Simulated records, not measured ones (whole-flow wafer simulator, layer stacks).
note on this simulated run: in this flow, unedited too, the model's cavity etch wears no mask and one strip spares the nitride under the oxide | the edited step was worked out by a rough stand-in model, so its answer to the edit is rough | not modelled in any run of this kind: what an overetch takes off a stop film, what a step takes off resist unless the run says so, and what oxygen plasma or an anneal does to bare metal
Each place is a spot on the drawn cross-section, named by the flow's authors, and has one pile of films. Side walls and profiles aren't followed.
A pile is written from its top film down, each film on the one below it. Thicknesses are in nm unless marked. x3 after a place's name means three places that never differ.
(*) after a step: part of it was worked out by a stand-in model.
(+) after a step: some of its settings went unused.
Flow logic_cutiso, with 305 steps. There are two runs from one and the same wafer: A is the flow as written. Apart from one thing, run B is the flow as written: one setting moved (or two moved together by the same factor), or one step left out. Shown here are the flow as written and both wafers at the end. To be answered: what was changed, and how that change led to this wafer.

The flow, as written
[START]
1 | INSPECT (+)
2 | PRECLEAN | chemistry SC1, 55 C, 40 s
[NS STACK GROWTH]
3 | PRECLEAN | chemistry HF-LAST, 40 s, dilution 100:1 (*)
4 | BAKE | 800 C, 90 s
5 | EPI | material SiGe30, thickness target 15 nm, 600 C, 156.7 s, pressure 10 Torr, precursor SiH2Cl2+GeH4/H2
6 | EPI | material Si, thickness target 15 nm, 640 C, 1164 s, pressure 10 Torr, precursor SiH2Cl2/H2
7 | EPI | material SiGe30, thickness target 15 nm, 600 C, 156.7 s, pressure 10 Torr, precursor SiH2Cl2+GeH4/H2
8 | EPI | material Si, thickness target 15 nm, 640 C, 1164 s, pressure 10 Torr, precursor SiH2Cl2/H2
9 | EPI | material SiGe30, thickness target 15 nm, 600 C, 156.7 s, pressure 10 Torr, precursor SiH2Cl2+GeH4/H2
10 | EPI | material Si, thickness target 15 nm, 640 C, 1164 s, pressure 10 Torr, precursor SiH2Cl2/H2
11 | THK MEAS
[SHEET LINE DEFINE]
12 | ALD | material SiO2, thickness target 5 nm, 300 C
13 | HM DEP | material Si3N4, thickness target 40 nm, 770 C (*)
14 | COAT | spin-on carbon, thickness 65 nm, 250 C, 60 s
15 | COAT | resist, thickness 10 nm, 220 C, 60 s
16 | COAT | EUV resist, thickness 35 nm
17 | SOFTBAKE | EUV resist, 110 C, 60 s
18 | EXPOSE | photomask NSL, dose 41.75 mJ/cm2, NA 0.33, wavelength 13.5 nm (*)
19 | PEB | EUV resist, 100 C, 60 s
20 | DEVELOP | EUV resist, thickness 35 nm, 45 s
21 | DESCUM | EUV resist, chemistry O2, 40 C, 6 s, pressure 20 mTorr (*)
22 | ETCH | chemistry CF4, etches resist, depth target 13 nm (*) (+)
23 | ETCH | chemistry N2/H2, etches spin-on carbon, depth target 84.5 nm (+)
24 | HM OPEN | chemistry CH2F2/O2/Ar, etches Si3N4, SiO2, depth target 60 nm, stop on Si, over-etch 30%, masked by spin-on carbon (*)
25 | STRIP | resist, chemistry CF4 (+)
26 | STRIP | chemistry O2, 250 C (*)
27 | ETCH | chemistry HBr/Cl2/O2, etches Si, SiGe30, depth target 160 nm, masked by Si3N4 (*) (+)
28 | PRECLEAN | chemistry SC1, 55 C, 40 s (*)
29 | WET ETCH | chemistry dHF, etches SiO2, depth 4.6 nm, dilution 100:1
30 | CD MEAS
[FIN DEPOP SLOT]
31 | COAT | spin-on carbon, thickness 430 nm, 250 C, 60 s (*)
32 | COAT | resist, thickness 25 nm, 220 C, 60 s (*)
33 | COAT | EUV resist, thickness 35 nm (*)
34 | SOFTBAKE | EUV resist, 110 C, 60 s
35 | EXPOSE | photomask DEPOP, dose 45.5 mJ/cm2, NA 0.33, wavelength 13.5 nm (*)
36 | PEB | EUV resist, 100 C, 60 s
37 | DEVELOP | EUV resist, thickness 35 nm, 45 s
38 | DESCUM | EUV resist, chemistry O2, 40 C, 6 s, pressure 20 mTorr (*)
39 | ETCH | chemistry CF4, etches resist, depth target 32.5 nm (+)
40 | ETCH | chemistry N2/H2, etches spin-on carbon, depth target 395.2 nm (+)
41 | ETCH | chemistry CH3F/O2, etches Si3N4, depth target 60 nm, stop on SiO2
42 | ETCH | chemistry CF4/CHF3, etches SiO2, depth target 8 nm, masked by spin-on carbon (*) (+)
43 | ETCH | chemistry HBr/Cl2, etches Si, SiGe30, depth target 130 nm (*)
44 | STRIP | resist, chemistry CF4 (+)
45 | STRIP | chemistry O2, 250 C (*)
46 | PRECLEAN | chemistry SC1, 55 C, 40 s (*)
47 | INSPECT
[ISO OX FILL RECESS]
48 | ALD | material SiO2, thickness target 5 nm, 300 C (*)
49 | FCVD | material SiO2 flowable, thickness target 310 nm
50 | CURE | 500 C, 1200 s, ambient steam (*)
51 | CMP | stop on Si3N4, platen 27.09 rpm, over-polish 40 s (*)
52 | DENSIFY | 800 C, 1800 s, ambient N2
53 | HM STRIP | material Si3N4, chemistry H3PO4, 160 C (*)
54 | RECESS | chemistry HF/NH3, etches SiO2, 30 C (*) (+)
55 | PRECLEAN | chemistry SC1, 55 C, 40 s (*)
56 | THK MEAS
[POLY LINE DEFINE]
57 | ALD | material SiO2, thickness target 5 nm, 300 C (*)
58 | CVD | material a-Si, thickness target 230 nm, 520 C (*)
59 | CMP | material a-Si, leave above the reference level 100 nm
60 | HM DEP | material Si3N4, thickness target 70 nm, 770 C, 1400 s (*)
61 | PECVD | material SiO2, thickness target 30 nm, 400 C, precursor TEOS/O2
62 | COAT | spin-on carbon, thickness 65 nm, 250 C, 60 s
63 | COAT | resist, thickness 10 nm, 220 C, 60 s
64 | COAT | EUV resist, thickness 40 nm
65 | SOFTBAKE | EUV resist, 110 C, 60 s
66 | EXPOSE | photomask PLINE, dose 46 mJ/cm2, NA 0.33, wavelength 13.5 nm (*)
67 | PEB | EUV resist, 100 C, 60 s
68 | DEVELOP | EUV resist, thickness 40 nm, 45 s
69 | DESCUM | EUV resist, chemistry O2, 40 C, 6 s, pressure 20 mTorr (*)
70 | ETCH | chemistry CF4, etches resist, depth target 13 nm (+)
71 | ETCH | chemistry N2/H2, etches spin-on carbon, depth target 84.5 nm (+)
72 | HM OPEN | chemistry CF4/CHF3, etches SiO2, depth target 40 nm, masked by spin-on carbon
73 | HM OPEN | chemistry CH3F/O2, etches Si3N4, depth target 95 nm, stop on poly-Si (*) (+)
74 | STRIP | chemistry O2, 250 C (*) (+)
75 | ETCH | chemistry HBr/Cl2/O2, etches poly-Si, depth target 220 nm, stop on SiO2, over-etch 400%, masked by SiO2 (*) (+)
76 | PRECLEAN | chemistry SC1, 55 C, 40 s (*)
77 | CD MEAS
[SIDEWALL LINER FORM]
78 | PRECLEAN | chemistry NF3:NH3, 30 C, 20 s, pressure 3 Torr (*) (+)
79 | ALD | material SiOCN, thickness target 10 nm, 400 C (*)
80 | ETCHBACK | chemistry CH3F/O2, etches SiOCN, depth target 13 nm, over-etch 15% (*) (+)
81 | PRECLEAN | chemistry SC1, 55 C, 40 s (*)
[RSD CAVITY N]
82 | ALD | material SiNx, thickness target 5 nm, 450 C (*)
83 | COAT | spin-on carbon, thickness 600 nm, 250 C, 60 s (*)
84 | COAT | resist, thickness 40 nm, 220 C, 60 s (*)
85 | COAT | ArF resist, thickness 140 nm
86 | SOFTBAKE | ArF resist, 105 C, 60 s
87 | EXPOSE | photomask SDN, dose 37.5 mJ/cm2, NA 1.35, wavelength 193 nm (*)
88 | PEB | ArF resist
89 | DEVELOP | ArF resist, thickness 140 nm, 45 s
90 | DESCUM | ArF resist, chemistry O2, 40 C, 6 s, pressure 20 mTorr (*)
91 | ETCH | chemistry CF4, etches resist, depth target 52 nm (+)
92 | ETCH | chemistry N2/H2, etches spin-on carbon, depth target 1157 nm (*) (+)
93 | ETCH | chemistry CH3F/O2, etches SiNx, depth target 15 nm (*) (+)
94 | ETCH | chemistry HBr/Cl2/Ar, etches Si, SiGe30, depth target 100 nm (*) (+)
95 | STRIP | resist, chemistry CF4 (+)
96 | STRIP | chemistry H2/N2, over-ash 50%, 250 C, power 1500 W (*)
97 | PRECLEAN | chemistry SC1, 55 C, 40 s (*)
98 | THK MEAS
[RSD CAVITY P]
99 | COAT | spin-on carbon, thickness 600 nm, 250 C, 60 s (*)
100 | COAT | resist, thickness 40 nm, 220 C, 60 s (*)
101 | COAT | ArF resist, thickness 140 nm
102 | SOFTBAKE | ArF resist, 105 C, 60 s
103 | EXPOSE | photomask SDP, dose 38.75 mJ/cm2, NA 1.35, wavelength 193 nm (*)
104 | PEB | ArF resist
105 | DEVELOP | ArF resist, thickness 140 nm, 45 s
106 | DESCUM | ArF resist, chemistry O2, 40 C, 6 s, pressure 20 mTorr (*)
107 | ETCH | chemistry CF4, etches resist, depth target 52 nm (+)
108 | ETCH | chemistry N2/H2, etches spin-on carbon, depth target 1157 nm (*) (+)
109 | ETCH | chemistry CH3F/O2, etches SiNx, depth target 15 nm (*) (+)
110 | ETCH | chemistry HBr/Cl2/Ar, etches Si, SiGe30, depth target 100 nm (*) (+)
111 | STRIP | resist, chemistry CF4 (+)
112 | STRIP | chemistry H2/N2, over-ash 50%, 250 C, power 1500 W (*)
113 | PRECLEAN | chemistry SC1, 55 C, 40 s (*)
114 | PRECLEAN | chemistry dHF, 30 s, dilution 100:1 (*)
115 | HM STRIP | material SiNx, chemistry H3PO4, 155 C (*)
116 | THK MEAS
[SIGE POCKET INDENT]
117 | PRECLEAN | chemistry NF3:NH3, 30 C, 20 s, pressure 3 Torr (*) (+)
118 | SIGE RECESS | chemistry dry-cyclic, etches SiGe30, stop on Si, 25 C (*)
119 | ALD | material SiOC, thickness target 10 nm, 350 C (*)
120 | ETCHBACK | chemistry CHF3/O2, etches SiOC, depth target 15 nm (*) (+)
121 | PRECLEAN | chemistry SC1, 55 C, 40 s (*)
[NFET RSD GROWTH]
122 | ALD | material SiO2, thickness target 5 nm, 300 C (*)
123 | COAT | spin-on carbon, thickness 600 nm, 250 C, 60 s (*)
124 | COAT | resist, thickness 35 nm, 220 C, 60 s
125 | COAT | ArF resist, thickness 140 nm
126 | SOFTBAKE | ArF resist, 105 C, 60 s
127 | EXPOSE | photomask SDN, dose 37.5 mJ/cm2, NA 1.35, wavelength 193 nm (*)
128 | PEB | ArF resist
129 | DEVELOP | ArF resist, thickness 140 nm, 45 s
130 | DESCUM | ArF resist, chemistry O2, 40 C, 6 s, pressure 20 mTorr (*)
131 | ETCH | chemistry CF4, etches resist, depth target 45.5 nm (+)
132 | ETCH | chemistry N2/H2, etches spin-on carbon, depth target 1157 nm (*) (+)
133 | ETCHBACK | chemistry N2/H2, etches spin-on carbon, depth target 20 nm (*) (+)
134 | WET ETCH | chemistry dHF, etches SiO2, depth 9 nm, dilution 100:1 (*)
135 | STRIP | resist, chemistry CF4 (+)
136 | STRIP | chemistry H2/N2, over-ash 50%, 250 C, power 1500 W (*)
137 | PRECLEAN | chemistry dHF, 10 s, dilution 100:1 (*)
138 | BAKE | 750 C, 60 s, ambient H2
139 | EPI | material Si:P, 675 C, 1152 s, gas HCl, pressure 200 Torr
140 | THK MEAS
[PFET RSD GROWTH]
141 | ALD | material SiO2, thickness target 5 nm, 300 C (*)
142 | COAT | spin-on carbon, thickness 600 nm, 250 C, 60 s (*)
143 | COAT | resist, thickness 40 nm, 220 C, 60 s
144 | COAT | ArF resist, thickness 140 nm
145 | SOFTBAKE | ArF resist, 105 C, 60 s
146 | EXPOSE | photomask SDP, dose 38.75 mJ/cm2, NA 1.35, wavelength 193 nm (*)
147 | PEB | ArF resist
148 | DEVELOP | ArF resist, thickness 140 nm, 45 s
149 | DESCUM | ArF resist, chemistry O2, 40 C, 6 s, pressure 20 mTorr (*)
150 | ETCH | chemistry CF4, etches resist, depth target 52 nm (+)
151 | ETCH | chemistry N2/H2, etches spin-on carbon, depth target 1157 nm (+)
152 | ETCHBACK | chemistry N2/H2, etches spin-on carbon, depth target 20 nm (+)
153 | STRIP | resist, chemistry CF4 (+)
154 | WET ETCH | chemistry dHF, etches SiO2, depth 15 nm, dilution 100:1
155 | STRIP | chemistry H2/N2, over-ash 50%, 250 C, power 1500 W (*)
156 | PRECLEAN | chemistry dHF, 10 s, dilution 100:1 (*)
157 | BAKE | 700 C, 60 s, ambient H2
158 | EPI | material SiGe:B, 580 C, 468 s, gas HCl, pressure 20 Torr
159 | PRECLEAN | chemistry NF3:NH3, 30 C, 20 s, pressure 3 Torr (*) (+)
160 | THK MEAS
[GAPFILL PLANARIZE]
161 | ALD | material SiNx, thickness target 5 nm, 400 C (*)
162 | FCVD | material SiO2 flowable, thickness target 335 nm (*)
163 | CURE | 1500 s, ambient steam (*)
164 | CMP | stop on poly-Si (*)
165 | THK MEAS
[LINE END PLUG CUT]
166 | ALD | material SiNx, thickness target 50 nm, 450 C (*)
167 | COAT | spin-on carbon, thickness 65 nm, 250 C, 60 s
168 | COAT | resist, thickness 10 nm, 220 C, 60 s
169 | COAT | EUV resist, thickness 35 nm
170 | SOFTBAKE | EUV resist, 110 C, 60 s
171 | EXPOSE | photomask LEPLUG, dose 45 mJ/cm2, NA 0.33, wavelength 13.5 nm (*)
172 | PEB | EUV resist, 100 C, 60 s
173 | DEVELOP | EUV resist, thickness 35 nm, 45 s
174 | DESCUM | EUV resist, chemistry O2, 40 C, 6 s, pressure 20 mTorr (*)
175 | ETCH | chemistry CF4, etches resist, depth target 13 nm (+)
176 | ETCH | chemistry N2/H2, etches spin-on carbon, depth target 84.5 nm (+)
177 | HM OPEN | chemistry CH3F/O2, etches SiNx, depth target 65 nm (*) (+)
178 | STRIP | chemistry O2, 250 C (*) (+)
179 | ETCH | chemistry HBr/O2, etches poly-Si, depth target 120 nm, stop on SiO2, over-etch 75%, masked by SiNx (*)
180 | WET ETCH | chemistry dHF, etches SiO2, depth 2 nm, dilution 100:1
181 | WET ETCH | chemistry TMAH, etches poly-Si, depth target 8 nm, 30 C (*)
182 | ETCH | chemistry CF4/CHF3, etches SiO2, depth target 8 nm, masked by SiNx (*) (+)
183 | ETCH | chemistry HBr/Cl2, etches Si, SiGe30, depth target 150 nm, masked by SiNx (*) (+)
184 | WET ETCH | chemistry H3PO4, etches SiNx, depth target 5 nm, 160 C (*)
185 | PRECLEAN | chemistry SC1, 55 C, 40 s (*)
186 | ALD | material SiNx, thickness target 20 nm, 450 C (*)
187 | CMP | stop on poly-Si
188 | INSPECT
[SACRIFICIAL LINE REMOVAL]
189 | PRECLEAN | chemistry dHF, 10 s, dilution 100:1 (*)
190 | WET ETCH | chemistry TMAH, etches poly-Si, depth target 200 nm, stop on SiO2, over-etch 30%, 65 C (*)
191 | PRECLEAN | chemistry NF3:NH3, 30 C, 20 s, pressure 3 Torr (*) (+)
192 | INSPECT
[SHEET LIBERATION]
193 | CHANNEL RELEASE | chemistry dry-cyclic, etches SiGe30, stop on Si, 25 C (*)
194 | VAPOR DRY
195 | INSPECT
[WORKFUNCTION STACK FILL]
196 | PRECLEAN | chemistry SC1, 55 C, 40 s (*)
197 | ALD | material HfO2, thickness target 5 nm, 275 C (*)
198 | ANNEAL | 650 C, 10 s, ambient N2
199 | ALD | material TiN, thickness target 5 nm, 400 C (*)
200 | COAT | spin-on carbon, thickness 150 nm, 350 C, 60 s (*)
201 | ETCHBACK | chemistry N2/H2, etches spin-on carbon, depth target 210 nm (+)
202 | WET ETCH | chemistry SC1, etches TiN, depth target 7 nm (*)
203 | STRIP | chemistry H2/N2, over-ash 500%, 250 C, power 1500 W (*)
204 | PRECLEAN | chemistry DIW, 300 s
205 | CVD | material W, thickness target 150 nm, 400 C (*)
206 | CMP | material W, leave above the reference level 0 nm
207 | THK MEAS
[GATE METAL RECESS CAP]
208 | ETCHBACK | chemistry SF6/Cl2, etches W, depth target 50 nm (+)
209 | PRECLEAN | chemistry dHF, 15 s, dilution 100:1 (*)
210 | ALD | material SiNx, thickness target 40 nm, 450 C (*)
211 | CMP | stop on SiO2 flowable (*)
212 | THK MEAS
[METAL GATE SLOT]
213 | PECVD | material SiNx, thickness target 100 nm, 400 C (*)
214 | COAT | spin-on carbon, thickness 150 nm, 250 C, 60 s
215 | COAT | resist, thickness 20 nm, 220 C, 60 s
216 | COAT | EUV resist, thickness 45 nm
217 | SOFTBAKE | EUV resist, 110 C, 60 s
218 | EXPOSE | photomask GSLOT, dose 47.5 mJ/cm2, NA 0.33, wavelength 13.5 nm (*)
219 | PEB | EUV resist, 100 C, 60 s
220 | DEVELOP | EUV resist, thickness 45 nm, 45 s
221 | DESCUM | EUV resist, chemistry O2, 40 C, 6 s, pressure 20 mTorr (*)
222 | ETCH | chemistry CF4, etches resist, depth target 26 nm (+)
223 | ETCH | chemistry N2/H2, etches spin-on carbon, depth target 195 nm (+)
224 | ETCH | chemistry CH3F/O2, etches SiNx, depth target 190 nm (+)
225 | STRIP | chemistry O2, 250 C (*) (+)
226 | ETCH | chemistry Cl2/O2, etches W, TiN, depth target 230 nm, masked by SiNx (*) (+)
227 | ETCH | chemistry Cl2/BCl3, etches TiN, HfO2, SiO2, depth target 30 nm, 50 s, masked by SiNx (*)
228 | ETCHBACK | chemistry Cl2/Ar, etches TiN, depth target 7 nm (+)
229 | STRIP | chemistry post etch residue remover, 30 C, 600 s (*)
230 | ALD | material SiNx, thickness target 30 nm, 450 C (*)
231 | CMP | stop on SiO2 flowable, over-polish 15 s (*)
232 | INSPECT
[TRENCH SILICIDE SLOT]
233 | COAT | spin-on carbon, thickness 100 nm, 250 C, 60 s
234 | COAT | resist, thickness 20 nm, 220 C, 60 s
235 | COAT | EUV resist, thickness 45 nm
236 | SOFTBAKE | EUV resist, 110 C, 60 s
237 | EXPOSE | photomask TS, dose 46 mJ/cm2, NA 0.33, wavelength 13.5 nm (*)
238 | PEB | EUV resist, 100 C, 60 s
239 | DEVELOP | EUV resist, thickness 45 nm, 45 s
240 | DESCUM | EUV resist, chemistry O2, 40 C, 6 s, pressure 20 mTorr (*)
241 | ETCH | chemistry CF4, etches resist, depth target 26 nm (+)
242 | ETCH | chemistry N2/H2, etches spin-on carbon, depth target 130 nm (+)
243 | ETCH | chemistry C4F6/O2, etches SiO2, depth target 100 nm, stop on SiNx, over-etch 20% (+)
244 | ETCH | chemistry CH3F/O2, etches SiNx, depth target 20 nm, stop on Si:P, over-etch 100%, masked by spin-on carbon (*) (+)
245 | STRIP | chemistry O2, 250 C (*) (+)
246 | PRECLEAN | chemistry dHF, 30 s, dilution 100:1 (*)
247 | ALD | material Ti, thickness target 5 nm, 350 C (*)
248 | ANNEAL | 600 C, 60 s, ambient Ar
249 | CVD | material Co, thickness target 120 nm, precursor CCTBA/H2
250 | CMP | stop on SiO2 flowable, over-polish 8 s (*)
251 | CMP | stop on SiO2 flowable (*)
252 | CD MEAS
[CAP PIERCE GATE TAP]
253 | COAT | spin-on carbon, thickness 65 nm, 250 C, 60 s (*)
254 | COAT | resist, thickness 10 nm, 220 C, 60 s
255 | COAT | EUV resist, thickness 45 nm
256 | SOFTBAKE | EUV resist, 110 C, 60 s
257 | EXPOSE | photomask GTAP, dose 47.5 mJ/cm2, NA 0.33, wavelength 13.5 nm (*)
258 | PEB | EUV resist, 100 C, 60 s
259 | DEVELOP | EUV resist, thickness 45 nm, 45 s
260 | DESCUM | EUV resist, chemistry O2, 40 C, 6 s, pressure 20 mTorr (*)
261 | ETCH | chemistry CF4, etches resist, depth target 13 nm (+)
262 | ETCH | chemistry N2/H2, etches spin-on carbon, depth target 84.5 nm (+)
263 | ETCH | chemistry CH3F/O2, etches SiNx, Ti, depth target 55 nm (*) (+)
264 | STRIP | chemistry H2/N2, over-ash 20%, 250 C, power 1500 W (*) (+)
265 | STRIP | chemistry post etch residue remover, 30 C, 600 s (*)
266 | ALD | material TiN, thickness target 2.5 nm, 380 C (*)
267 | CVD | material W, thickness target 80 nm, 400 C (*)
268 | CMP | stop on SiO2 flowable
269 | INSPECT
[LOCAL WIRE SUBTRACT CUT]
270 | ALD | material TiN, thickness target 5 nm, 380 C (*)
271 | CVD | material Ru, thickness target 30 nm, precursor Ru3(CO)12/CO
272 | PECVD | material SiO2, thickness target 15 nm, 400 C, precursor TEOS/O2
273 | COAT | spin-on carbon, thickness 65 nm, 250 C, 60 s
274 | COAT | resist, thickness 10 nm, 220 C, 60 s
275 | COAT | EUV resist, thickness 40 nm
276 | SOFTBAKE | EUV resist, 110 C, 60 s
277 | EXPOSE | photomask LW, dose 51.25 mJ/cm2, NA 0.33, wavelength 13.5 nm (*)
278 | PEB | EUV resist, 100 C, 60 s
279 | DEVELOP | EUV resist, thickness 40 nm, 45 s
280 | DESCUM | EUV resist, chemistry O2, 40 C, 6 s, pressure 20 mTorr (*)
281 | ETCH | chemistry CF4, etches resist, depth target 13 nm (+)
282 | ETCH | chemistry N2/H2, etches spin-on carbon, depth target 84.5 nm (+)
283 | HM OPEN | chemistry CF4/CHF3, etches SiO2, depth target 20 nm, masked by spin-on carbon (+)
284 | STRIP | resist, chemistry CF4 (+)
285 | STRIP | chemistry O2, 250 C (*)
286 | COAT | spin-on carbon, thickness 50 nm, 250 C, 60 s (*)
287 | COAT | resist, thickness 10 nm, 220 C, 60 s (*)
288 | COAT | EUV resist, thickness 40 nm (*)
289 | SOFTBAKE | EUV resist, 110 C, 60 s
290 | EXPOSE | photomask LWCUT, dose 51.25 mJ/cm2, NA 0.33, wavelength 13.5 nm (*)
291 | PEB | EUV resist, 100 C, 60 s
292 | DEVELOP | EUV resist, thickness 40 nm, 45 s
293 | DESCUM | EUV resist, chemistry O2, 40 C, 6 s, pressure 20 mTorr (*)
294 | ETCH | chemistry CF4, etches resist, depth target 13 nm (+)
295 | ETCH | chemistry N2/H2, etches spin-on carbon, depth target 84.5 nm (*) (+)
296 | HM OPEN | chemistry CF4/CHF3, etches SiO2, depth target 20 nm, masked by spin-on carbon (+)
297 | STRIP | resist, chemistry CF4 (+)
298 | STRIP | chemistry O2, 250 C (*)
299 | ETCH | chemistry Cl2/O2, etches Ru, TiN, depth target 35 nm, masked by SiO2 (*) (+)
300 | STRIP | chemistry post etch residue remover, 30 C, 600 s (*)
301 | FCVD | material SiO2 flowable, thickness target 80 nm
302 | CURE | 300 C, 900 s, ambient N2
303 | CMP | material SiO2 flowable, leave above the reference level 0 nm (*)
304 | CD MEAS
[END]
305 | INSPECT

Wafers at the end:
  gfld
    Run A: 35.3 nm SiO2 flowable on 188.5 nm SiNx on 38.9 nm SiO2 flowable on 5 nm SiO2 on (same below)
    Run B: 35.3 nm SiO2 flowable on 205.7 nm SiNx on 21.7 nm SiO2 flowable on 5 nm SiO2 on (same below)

What caused this: step 227, ETCH: depth target 47.2 nm was run, whereas the flow has depth target 30 nm.

Step by step, how the change led to this:
  227 | ETCH | chemistry Cl2/BCl3, etches TiN, HfO2, SiO2, depth target 30 nm, 50 s, masked by SiNx (*)
      gfld: A HfO2 loses 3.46 (all of it), SiO2 flowable loses 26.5 | B HfO2 loses 3.46 (all of it), SiO2 flowable loses 43.7
  230 | ALD | material SiNx, thickness target 30 nm, 450 C (*)
      gfld: A SiNx gains 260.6 (new film) | B SiNx gains 277.8 (new film)
